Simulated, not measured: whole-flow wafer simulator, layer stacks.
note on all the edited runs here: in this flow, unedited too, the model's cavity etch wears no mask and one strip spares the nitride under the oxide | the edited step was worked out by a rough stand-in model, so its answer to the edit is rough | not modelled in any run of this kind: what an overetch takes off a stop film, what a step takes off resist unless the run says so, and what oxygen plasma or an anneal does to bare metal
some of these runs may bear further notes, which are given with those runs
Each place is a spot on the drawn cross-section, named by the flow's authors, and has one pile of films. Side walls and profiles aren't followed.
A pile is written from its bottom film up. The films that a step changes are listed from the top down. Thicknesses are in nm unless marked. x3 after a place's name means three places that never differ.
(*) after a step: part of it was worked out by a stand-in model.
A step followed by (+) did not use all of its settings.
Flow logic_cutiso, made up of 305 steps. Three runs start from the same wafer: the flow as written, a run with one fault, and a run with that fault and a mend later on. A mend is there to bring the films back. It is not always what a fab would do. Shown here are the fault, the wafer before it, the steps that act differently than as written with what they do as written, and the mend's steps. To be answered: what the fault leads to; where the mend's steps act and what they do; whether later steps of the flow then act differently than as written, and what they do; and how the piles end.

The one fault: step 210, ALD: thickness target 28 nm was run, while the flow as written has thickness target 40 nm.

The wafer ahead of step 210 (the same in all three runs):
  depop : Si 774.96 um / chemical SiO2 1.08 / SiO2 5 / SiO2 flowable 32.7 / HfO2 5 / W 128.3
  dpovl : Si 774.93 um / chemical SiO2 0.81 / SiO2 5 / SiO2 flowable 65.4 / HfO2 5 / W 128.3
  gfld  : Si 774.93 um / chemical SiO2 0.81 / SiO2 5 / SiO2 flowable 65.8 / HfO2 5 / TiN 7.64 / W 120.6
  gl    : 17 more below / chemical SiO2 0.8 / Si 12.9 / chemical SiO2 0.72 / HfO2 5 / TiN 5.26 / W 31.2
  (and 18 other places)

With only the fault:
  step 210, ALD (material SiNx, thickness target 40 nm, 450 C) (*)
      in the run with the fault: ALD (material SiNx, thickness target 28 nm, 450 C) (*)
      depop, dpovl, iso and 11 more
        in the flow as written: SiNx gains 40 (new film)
        in the run with the fault: SiNx gains 28 (new film)
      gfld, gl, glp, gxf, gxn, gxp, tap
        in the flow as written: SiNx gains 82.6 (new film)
        in the run with the fault: SiNx gains 70.6 (new film)
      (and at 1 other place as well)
  Steps later in the flow that act otherwise than as written (11 other steps are not shown; they differ only slightly, by no more than 2% or 0.5 nm, whichever is larger):
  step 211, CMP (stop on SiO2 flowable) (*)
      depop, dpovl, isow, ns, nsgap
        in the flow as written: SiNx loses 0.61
        in the run with the fault: nothing
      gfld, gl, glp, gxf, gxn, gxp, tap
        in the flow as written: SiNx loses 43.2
        in the run with the fault: SiNx loses 30.9
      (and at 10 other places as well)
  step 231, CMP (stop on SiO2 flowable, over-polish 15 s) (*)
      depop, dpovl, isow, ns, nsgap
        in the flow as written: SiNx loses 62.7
        in the run with the fault: SiNx loses 51
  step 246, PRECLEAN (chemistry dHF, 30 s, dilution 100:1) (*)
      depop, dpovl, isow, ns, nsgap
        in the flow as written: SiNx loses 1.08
        in the run with the fault: SiNx loses 0.52
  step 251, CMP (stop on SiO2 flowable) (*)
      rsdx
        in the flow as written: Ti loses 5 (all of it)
        in the run with the fault: Ti loses 4.21
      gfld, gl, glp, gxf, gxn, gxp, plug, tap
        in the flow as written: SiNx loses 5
        in the run with the fault: SiNx loses 4.49
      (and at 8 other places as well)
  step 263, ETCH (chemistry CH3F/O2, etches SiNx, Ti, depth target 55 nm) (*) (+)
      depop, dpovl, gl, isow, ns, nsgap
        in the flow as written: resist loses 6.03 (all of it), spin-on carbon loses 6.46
        in the run with the fault: resist loses 6.03 (all of it), spin-on carbon loses 7.09
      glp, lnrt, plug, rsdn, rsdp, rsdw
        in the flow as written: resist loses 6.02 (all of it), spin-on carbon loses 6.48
        in the run with the fault: resist loses 6.02 (all of it), spin-on carbon loses 7.11
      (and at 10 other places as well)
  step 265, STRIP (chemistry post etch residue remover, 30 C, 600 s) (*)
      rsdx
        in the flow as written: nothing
        in the run with the fault: Ti loses 0.79 (all of it)
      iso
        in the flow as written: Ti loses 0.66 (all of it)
        in the run with the fault: Ti loses 1.2 (all of it)
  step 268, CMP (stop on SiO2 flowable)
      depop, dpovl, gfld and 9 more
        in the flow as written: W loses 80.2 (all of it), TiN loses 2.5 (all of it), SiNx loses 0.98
        in the run with the fault: W loses 80.2 (all of it), TiN loses 2.5 (all of it), SiNx loses 1.58
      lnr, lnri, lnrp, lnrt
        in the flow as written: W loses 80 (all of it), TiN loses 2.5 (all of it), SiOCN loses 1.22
        in the run with the fault: W loses 80 (all of it), TiN loses 2.5 (all of it), SiOCN loses 1.82
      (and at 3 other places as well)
  The piles end only slightly different from the flow's at the places that both follow, by no more than 2% or 0.5 nm, whichever is larger.

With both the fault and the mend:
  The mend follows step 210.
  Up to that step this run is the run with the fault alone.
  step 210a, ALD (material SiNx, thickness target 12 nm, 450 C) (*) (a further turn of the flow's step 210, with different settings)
      depop, dpovl, gfld and 19 more
        SiNx gains 12
  Steps later in the flow that act otherwise than as written (2 other steps are not shown; they differ only slightly, by no more than 2% or 0.5 nm, whichever is larger):
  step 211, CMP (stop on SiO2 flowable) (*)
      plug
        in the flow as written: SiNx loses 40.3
        in the run with the mend: SiNx loses 38.8
  The piles end only slightly different from the flow's at the places that both follow, by no more than 2% or 0.5 nm, whichever is larger.
